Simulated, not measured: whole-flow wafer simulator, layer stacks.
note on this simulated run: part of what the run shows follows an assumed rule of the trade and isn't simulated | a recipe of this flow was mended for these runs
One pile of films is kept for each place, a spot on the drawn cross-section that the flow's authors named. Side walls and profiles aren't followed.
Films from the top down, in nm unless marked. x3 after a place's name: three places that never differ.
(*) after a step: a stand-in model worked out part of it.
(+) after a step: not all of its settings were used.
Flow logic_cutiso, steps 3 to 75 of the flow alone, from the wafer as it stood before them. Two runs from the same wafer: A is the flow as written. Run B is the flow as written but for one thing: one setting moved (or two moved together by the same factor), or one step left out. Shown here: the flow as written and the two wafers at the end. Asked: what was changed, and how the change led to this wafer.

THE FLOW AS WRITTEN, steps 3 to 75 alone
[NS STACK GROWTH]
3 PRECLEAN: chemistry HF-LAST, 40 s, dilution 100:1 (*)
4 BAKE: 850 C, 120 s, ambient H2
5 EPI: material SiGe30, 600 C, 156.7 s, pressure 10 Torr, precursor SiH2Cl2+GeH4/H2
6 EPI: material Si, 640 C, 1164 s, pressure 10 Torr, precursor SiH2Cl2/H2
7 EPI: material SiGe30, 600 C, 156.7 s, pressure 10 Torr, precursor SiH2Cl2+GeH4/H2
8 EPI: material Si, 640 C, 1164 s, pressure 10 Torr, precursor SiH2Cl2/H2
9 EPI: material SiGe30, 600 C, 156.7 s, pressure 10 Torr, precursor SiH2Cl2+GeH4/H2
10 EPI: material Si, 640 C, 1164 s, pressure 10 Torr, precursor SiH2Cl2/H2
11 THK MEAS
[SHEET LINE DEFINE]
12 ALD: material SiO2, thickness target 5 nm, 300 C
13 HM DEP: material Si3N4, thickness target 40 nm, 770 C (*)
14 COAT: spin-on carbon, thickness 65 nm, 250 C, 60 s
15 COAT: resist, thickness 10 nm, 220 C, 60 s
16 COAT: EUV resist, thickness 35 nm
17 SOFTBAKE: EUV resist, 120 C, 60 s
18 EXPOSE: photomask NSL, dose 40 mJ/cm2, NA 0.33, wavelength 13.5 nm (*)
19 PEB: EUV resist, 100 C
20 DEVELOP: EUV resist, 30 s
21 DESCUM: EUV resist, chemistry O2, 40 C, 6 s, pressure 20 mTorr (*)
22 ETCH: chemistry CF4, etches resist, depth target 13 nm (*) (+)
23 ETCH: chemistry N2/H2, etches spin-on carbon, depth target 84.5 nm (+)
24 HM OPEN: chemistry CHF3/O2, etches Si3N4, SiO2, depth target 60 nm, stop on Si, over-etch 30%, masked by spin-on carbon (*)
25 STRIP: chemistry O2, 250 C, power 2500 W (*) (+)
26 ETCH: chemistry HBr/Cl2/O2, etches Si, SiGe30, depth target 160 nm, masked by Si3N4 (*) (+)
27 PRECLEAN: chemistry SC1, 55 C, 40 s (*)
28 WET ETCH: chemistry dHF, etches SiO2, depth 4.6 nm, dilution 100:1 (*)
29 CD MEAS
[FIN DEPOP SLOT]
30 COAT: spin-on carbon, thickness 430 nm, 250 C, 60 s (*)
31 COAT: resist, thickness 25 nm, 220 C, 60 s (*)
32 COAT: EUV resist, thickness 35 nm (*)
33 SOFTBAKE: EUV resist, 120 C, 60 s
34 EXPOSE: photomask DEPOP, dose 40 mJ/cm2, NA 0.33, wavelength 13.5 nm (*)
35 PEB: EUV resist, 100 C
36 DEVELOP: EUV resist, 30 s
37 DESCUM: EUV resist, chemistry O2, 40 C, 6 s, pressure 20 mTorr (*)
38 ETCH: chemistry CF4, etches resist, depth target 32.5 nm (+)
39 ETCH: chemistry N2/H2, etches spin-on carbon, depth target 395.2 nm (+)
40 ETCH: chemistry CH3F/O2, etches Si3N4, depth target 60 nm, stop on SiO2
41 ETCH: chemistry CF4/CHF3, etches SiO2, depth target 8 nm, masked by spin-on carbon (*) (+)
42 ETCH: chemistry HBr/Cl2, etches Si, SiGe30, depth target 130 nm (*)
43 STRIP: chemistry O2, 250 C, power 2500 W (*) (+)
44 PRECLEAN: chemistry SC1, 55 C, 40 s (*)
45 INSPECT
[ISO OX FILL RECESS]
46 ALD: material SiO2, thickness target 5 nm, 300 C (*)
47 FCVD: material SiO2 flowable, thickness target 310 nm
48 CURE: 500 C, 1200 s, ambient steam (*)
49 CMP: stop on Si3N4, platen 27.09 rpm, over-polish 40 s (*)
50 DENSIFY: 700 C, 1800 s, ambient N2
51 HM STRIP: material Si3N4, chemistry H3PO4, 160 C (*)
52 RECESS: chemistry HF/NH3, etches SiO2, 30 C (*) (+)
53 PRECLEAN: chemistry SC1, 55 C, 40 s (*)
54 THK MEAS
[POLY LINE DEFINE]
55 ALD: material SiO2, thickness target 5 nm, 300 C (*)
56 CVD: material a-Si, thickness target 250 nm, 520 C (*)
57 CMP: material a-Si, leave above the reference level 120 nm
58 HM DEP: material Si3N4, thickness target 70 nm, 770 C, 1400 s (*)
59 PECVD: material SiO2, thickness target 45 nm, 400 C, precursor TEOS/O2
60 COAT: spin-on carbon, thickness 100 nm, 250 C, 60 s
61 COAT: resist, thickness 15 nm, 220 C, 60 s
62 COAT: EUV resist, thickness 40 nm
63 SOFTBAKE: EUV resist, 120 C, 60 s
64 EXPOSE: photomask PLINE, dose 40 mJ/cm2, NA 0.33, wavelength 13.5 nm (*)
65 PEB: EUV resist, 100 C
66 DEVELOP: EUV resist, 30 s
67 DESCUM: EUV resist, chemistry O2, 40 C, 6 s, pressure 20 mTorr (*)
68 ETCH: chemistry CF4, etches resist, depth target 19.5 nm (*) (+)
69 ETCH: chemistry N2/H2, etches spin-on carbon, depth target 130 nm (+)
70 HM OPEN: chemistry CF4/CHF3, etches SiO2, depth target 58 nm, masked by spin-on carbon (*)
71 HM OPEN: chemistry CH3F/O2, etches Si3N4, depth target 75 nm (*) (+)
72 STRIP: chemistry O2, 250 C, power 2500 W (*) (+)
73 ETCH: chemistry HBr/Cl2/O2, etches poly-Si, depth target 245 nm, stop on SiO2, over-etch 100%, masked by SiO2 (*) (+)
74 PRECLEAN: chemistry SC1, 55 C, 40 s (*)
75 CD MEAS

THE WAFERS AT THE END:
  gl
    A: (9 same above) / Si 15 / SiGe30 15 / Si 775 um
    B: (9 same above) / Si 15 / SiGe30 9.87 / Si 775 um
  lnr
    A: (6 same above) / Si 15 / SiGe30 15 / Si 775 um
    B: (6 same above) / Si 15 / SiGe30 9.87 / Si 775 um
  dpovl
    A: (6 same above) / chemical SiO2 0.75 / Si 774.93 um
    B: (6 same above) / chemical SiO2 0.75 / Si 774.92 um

The cause: step 5, EPI: 577 C was run, where the flow has 600 C.

How the change led to this, step by step:
  5 EPI: material SiGe30, 600 C, 156.7 s, pressure 10 Torr, precursor SiH2Cl2+GeH4/H2
      depop, dpovl, gfld and 19 more: A SiGe30 +15 (new film) | B SiGe30 +9.87 (new film)
  26 ETCH: chemistry HBr/Cl2/O2, etches Si, SiGe30, depth target 160 nm, masked by Si3N4 (*) (+)
      dpovl, gfld, gxf, iso, isow, lnri, nsgap: A chemical SiO2 -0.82 (all of it), Si -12 (all of it), SiGe30 -15 (all of it), Si -15 (all of it), SiGe30 -15 (all of it), Si -15 (all of it), SiGe30 -15 (all of it), Si -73 | B chemical SiO2 -0.82 (all of it), Si -12 (all of it), SiGe30 -15 (all of it), Si -15 (all of it), SiGe30 -15 (all of it), Si -15 (all of it), SiGe30 -9.87 (all of it), Si -78.1
  42 ETCH: chemistry HBr/Cl2, etches Si, SiGe30, depth target 130 nm (*)
      depop: A Si -13.8 (all of it), SiGe30 -15 (all of it), Si -15 (all of it), SiGe30 -15 (all of it), Si -15 (all of it), SiGe30 -15 (all of it), Si -41.2 | B Si -13.8 (all of it), SiGe30 -15 (all of it), Si -15 (all of it), SiGe30 -15 (all of it), Si -15 (all of it), SiGe30 -9.87 (all of it), Si -46.4
